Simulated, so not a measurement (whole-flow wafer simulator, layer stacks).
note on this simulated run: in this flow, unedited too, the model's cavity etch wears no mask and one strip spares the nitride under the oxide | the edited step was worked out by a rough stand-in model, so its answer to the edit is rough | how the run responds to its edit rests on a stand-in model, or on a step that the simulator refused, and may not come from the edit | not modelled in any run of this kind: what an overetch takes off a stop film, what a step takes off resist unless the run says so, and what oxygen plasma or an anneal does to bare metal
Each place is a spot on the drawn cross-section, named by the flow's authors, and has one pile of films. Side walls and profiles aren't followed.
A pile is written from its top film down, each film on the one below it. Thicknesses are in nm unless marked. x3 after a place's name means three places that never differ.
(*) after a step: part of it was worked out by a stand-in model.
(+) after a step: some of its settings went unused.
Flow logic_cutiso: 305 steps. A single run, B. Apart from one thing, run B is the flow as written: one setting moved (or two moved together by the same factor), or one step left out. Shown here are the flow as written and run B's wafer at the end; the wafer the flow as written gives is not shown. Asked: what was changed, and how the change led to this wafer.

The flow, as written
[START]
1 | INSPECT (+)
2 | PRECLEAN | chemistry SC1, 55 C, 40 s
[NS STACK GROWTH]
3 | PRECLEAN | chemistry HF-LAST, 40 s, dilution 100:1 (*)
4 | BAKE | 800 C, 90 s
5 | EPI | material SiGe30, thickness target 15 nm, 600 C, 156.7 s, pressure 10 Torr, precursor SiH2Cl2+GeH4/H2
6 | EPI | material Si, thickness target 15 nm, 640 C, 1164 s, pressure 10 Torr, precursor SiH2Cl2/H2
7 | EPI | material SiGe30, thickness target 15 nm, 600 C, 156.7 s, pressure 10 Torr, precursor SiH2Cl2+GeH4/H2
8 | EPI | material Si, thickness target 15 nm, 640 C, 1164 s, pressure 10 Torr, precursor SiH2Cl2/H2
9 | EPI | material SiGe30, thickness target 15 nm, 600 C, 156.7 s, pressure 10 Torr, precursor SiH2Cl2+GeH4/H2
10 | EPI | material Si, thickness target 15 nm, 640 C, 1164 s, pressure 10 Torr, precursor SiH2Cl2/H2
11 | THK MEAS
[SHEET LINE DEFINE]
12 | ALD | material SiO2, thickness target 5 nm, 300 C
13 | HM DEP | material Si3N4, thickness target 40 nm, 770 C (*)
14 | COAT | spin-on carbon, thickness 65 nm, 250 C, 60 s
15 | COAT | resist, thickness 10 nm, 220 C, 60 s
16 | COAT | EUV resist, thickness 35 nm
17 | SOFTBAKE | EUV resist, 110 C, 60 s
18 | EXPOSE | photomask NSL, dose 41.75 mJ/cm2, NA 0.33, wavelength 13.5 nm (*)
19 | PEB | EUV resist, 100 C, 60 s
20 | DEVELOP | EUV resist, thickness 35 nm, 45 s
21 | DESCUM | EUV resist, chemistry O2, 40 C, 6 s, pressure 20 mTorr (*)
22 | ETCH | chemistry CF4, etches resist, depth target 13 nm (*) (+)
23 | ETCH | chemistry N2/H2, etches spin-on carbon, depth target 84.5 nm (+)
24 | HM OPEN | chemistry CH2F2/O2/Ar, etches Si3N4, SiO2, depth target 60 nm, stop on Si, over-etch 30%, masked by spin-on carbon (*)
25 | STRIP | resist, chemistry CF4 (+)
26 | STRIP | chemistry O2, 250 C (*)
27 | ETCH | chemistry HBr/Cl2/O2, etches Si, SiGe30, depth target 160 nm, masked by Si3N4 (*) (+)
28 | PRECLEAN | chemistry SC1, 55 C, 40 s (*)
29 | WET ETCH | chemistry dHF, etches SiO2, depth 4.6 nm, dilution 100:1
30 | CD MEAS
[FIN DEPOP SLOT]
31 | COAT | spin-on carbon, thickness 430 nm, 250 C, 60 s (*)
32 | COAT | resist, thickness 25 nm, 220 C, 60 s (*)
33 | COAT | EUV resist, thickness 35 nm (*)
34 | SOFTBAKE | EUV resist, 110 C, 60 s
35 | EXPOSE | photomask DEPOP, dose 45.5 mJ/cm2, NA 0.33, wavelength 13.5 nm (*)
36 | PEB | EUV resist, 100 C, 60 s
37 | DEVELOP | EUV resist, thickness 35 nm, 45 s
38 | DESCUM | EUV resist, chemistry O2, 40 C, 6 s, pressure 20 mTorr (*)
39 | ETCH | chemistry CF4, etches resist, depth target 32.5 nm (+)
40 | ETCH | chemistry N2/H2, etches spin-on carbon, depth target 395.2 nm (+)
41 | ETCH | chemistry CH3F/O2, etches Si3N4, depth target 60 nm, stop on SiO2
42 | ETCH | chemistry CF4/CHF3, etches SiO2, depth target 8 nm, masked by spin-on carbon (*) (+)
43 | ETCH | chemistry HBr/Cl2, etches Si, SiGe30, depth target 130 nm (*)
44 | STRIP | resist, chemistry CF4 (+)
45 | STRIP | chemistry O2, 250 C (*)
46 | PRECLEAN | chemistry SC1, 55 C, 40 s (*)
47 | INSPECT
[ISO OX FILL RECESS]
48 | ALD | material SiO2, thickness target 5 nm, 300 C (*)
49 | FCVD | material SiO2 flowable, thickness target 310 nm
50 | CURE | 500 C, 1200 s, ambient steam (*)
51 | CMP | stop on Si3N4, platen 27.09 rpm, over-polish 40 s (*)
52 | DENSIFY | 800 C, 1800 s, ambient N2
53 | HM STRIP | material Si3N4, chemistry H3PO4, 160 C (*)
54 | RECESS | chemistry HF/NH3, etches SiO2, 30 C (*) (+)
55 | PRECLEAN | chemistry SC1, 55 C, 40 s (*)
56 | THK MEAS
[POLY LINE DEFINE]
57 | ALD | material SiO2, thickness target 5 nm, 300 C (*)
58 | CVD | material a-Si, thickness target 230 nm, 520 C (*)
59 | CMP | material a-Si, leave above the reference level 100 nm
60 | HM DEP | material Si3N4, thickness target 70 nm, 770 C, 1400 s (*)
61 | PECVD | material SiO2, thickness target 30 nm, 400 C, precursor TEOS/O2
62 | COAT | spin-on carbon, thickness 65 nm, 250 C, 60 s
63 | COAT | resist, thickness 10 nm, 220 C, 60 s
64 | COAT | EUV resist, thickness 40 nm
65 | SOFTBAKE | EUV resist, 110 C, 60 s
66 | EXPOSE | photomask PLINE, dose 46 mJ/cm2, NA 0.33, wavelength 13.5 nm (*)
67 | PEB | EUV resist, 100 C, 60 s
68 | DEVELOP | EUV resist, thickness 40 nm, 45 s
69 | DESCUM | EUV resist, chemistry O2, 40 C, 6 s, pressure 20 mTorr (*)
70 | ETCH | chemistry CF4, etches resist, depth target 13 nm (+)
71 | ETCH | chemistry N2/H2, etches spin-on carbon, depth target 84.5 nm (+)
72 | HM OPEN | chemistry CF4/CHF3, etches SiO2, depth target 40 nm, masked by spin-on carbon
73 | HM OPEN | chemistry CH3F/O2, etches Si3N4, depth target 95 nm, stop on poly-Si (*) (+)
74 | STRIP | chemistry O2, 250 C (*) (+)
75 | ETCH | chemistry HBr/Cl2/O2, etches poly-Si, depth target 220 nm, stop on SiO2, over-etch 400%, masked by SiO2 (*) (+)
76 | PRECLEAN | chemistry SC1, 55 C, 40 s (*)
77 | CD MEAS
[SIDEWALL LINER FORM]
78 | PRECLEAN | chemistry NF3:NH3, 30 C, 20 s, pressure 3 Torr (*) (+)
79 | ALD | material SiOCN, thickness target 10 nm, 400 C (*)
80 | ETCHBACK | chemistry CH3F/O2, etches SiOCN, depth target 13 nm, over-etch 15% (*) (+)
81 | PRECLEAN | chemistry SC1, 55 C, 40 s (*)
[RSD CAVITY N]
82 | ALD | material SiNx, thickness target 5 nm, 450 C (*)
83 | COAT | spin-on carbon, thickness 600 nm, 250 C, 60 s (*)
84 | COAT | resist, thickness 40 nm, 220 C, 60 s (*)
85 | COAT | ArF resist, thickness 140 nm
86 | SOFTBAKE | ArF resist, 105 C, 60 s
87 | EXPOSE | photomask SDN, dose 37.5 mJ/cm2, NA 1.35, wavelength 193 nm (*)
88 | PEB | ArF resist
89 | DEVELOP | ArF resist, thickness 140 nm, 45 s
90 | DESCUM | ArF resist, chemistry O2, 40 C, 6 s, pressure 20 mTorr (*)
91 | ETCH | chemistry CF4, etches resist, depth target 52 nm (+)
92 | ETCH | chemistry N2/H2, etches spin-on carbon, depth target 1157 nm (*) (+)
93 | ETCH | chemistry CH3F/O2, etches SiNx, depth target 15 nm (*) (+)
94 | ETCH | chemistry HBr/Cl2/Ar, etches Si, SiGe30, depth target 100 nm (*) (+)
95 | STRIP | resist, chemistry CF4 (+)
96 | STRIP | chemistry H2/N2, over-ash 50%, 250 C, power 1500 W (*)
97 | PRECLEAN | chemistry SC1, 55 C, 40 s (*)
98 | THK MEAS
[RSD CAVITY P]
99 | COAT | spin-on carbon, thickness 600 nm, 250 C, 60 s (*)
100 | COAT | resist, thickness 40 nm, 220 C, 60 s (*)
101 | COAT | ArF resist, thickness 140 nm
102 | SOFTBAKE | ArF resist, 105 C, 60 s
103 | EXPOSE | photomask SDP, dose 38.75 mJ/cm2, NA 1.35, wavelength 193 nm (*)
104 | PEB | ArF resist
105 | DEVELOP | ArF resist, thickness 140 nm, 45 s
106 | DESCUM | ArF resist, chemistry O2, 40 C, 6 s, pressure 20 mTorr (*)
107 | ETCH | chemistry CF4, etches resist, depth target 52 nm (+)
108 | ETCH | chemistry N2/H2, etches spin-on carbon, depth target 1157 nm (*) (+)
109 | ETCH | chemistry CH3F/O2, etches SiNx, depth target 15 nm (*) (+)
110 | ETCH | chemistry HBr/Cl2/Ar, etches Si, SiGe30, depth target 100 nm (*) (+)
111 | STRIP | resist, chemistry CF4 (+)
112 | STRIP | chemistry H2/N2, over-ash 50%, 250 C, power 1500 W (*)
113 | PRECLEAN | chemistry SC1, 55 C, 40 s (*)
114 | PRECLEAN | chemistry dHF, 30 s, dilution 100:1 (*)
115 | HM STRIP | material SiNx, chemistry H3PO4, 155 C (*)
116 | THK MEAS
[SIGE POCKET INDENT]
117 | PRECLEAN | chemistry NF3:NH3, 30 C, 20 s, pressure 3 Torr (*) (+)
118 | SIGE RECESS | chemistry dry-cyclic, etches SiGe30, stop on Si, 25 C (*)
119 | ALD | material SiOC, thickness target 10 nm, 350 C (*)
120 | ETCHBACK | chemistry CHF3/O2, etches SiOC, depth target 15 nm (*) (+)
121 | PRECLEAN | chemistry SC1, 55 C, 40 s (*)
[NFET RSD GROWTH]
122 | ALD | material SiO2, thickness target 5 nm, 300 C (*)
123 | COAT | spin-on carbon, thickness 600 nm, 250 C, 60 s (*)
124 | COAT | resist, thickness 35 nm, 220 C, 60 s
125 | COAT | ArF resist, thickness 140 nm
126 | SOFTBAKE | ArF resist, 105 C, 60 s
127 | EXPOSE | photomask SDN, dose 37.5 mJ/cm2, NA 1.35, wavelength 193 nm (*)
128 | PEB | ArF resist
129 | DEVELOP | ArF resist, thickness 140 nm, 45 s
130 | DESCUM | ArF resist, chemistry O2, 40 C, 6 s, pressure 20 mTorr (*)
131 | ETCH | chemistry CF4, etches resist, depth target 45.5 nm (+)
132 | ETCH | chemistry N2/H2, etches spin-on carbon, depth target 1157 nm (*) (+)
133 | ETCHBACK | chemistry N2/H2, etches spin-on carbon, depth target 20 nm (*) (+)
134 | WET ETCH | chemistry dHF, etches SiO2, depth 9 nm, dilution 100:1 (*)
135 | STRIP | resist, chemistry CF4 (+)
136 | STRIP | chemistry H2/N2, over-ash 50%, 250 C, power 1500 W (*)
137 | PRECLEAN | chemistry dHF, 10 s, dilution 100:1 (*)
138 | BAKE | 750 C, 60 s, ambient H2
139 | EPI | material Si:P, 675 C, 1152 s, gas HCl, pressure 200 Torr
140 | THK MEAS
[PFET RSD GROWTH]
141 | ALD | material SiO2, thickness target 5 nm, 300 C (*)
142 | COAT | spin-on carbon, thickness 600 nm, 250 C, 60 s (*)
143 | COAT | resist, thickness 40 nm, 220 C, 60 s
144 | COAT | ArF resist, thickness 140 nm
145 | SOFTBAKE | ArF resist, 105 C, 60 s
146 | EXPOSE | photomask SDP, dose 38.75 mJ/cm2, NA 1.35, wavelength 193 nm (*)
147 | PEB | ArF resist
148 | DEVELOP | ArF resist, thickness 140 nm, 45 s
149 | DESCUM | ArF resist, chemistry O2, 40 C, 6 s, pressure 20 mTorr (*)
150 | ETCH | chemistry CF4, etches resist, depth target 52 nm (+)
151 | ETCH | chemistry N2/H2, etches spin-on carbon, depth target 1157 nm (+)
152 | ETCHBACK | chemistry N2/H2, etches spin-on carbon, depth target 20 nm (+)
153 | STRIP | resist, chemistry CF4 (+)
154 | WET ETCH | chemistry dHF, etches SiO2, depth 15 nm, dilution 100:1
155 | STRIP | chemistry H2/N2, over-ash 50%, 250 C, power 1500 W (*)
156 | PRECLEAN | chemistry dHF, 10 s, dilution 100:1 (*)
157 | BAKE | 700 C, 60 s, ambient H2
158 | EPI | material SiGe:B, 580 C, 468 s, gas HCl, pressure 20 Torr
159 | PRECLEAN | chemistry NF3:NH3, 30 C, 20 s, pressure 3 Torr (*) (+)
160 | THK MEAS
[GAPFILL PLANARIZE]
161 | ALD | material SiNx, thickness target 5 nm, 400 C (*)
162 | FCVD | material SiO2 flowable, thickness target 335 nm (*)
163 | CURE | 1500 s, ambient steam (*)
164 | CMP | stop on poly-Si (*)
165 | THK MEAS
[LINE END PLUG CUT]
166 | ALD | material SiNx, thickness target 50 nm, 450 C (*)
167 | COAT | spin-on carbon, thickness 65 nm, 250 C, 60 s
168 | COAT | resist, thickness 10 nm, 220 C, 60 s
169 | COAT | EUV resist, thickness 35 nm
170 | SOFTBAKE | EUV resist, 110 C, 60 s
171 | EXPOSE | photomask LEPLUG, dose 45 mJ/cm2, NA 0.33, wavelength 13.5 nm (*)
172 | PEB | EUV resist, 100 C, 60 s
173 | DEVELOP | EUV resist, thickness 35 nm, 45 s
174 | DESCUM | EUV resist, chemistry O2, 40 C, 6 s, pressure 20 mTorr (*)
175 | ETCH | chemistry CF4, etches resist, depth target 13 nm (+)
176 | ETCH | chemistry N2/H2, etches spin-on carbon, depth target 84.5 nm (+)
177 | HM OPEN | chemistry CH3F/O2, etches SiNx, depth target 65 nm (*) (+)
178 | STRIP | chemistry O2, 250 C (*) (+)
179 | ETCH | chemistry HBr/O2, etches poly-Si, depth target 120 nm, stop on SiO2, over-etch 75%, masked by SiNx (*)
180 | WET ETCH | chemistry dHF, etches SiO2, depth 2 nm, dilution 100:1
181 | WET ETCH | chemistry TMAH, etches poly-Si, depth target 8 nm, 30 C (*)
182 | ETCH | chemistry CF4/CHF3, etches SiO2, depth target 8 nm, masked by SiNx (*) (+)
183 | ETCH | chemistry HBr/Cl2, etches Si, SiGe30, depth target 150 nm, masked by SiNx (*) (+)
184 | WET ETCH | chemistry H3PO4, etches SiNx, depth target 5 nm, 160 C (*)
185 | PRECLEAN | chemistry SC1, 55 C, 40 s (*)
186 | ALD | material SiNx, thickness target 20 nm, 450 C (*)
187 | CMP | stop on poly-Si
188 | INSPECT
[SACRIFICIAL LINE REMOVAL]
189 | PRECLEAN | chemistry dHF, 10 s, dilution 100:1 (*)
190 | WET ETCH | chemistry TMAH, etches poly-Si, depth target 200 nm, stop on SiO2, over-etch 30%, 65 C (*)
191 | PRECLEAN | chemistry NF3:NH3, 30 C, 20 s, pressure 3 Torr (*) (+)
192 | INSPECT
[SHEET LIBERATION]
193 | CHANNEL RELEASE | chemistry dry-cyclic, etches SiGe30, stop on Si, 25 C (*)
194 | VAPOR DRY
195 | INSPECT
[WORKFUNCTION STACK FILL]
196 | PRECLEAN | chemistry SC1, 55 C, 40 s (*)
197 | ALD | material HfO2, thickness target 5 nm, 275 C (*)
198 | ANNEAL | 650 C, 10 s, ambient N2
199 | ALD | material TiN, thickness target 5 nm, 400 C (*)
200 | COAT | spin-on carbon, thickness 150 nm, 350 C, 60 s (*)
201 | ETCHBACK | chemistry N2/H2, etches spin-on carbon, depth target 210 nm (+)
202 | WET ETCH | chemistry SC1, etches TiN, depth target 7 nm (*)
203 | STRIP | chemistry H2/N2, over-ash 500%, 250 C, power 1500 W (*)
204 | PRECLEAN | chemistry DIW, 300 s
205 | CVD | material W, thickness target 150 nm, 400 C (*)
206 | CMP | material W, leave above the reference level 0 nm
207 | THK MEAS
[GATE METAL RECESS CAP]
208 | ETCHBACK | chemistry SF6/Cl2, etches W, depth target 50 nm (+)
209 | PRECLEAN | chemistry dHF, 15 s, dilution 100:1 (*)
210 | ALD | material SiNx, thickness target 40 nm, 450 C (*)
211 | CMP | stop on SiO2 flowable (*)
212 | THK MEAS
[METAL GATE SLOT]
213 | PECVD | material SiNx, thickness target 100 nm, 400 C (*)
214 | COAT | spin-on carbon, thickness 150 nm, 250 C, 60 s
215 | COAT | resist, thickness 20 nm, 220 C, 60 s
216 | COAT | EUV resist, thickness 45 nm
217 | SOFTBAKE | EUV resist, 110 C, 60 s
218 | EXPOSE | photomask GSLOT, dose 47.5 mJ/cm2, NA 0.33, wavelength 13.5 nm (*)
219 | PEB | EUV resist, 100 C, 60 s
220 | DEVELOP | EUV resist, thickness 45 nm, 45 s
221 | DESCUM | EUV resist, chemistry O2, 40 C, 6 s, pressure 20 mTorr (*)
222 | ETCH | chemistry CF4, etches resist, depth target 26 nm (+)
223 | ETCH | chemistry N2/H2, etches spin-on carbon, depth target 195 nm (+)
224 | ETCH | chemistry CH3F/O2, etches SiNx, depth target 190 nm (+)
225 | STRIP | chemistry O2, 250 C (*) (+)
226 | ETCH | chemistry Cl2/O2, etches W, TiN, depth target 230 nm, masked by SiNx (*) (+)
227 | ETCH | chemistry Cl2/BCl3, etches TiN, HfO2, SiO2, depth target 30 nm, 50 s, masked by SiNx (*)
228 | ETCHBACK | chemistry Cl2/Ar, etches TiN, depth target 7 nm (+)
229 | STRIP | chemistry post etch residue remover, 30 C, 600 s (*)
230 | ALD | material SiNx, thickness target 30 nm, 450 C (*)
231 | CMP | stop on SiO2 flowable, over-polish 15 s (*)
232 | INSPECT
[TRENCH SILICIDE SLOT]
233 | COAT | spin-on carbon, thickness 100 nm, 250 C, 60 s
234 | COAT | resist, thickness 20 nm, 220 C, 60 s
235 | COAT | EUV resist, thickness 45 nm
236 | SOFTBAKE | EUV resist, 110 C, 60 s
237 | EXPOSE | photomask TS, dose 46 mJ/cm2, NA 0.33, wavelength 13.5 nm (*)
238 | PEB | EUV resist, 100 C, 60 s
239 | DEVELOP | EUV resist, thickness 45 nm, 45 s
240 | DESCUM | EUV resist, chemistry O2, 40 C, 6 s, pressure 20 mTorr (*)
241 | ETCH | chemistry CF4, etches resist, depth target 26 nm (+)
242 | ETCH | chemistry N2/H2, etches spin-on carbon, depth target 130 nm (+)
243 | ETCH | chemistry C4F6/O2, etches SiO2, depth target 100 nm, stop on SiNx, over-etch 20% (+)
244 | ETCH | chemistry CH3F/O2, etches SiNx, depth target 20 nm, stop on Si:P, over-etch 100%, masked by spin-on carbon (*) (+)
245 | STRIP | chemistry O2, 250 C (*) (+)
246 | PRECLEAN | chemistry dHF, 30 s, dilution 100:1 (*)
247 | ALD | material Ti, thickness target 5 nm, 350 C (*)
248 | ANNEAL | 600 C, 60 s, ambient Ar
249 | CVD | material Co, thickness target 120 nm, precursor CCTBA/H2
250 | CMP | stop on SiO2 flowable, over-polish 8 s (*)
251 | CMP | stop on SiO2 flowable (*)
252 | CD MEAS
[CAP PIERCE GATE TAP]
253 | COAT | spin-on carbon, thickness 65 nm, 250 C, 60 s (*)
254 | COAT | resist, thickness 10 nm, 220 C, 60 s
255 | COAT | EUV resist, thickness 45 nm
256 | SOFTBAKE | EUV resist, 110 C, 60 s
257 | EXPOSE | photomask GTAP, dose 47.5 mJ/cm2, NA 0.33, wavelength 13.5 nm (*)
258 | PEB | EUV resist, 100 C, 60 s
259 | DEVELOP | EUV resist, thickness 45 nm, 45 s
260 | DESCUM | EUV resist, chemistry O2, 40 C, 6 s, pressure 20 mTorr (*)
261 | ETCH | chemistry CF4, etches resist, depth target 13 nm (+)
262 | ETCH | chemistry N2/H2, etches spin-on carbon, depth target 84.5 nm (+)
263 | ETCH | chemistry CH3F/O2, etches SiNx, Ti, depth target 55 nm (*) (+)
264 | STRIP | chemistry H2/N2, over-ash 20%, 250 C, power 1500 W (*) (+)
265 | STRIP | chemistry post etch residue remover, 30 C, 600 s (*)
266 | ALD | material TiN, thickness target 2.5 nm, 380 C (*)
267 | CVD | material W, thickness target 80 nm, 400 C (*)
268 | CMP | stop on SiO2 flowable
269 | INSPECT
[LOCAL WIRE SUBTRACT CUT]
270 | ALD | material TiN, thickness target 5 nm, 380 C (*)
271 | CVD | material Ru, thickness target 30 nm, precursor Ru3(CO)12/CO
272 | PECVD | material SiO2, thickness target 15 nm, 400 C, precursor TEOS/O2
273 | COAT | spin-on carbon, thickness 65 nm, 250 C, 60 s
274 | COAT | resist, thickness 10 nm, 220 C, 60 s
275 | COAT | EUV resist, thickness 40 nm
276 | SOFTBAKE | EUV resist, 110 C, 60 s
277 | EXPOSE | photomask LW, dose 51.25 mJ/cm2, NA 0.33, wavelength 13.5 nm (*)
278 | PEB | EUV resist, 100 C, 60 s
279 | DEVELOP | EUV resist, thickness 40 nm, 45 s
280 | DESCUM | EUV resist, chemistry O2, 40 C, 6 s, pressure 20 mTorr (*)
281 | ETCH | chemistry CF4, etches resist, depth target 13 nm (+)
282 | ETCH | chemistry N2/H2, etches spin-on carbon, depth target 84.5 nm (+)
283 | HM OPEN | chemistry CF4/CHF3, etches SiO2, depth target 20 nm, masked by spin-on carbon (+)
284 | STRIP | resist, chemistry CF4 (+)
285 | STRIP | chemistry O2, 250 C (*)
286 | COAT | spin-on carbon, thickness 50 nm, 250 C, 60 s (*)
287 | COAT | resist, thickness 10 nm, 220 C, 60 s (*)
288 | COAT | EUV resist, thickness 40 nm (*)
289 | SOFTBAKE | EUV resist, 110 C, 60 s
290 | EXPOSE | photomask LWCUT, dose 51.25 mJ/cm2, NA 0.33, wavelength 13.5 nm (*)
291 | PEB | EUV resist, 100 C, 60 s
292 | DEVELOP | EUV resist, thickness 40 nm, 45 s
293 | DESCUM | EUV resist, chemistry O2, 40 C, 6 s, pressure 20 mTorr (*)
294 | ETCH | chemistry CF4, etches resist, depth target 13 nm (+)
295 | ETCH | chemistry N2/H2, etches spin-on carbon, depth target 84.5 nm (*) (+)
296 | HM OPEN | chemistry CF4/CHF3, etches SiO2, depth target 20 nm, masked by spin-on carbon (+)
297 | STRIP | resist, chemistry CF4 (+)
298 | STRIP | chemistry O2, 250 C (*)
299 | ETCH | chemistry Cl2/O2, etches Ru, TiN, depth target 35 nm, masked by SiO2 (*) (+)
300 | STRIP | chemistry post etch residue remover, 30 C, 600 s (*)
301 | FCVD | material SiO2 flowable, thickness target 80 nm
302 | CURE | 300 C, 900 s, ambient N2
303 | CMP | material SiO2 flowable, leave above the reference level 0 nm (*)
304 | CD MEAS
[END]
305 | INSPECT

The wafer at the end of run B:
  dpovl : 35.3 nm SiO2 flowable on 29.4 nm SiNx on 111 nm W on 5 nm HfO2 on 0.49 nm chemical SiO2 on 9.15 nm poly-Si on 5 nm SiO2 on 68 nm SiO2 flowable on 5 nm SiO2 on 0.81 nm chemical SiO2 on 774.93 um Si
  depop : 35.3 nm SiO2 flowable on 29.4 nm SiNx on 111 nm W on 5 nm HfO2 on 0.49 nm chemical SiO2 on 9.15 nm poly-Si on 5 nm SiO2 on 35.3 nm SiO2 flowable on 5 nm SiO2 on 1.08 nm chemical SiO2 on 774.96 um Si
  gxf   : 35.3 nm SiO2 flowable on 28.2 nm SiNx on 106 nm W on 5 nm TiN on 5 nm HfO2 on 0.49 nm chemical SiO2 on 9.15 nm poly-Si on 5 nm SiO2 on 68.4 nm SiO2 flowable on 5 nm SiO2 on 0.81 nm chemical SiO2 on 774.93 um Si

The reason: step 190, WET ETCH: depth target 180 nm was run, whereas the flow has depth target 200 nm.

Step by step, how the change led to this:
  190 | WET ETCH | chemistry TMAH, etches poly-Si, depth target 200 nm, stop on SiO2, over-etch 30%, 65 C (*)
      depop, dpovl, gfld, gxf, isow, nsgap: -180 poly-Si (in the flow as written it would be: -189.4 poly-Si (all of it))
  191 | PRECLEAN | chemistry NF3:NH3, 30 C, 20 s, pressure 3 Torr (*) (+)
      depop, dpovl, gfld, gxf, isow, nsgap: nothing (in the flow as written it would be: -5 SiO2 (all of it), -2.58 SiO2 flowable)
  197 | ALD | material HfO2, thickness target 5 nm, 275 C (*)
      gxf: +5 HfO2 (new film) (in the flow as written it would be: +7.7 HfO2 (new film))
  199 | ALD | material TiN, thickness target 5 nm, 400 C (*)
      gfld: +5 TiN (new film) (in the flow as written it would be: +7.64 TiN (new film))
  200 | COAT | spin-on carbon, thickness 150 nm, 350 C, 60 s (*)
      depop: +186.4 spin-on carbon (new film) (in the flow as written it would be: +194.7 spin-on carbon (new film))
      dpovl: +186.4 spin-on carbon (new film) (in the flow as written it would be: +194.8 spin-on carbon (new film))
      (and at 5 other places as well)
  201 | ETCHBACK | chemistry N2/H2, etches spin-on carbon, depth target 210 nm (+)
      depop: -186.4 spin-on carbon (all of it) (in the flow as written it would be: -194.7 spin-on carbon (all of it))
      dpovl: -186.4 spin-on carbon (all of it) (in the flow as written it would be: -194.8 spin-on carbon (all of it))
      (and at 3 other places as well)
  203 | STRIP | chemistry H2/N2, over-ash 500%, 250 C, power 1500 W (*)
      gfld: -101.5 spin-on carbon (all of it) (in the flow as written it would be: -115.7 spin-on carbon (all of it))
      gxf: -101.6 spin-on carbon (all of it) (in the flow as written it would be: -115.8 spin-on carbon (all of it))
  205 | CVD | material W, thickness target 150 nm, 400 C (*)
      depop, dpovl, isow, nsgap: +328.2 W (new film) (in the flow as written it would be: +345.5 W (new film))
      gfld: +323.2 W (new film) (in the flow as written it would be: +337.9 W (new film))
      (and at 1 other place as well)
  226 | ETCH | chemistry Cl2/O2, etches W, TiN, depth target 230 nm, masked by SiNx (*) (+)
      depop, dpovl, gl and 18 more: -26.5 SiNx (in the flow as written it would be: -30.8 SiNx)
      gfld: -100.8 W (all of it), -5 TiN (all of it), -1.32 HfO2 (in the flow as written it would be: -115.4 W (all of it), -7.64 TiN (all of it), -1.54 HfO2)
  227 | ETCH | chemistry Cl2/BCl3, etches TiN, HfO2, SiO2, depth target 30 nm, 50 s, masked by SiNx (*)
      gfld: -3.68 HfO2 (all of it), -0.49 chemical SiO2 (all of it), -9.15 poly-Si (all of it), -5 SiO2 (all of it), -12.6 SiO2 flowable (in the flow as written it would be: -3.46 HfO2 (all of it), -26.5 SiO2 flowable)
  230 | ALD | material SiNx, thickness target 30 nm, 450 C (*)
      gfld: +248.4 SiNx (new film) (in the flow as written it would be: +260.6 SiNx (new film))
  231 | CMP | stop on SiO2 flowable, over-polish 15 s (*)
      depop, dpovl, gl and 9 more: -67 SiNx (in the flow as written it would be: -62.7 SiNx)
      lnr, lnri, lnrp, lnrt: -65.3 SiNx (all of it), -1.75 SiOCN (in the flow as written it would be: -61 SiNx (all of it), -1.75 SiOCN)
      (and at 6 other places as well)
